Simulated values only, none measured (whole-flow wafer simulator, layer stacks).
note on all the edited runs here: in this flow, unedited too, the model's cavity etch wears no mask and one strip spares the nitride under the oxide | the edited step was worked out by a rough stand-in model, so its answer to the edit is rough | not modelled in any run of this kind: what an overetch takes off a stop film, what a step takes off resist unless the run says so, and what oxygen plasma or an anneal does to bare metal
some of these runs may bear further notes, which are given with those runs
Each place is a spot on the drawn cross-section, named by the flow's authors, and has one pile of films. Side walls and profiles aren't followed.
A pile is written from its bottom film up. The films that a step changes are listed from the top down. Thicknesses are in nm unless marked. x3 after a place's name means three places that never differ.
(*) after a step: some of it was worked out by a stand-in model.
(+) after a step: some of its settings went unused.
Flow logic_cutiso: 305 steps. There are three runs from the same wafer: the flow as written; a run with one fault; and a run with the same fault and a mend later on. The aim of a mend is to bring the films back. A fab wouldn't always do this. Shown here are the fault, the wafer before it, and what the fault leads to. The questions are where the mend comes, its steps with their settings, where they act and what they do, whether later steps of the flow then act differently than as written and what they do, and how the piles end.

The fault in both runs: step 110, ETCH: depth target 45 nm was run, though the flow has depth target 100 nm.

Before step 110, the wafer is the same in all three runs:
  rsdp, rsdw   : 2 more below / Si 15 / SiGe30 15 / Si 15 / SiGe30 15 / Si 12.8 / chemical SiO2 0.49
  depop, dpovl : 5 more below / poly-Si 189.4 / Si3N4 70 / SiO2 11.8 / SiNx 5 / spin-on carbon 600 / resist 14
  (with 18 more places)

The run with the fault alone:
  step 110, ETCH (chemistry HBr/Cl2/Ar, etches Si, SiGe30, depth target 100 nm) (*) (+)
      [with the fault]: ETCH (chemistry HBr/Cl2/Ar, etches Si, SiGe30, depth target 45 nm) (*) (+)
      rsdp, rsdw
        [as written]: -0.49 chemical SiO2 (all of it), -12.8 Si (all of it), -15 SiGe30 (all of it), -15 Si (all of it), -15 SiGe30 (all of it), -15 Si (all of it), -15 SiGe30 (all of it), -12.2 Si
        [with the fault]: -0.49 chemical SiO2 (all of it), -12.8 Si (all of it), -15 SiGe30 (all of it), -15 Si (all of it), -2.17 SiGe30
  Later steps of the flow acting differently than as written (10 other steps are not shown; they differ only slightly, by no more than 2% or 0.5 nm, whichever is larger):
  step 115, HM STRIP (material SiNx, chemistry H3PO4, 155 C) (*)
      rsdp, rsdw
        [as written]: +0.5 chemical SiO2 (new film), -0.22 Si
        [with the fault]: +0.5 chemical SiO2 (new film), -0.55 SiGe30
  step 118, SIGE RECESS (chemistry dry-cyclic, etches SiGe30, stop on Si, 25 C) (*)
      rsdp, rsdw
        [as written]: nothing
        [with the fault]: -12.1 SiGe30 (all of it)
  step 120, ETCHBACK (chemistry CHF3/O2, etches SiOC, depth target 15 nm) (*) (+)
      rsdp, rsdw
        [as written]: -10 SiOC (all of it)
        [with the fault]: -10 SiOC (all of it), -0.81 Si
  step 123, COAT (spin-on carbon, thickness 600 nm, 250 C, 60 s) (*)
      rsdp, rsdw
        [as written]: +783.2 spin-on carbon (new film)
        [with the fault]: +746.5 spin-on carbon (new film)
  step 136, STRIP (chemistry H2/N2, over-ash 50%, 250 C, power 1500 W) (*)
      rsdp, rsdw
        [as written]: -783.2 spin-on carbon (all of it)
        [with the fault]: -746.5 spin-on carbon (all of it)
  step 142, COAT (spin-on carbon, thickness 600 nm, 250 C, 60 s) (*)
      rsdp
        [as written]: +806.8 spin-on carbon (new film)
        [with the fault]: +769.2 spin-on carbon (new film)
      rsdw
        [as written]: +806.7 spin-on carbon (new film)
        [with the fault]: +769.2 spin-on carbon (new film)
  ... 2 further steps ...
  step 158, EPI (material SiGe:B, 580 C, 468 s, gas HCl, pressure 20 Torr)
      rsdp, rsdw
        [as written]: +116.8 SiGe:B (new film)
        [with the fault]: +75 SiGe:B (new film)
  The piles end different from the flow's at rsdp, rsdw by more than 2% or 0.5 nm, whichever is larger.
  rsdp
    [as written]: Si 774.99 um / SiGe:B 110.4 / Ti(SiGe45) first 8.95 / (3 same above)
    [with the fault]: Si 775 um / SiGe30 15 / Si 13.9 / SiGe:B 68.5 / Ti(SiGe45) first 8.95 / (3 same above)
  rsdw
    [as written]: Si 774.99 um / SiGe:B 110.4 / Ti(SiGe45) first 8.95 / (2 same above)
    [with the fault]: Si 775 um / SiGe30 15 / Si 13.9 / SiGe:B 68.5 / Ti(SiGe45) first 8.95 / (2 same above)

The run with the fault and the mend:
  The mend stands after step 110.
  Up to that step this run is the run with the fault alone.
  step 110a, ETCH (chemistry HBr/Cl2/Ar, etches Si, SiGe30, depth target 55 nm) (*) (+) (a further turn of the flow's step 110, with different settings)
      rsdp, rsdw
        -12.8 SiGe30 (all of it), -15 Si (all of it), -15 SiGe30 (all of it), -12.2 Si
  Every later step of the flow that is run acts as written at every place that is followed.
  At every place that both follow, the piles at the end match the flow's.
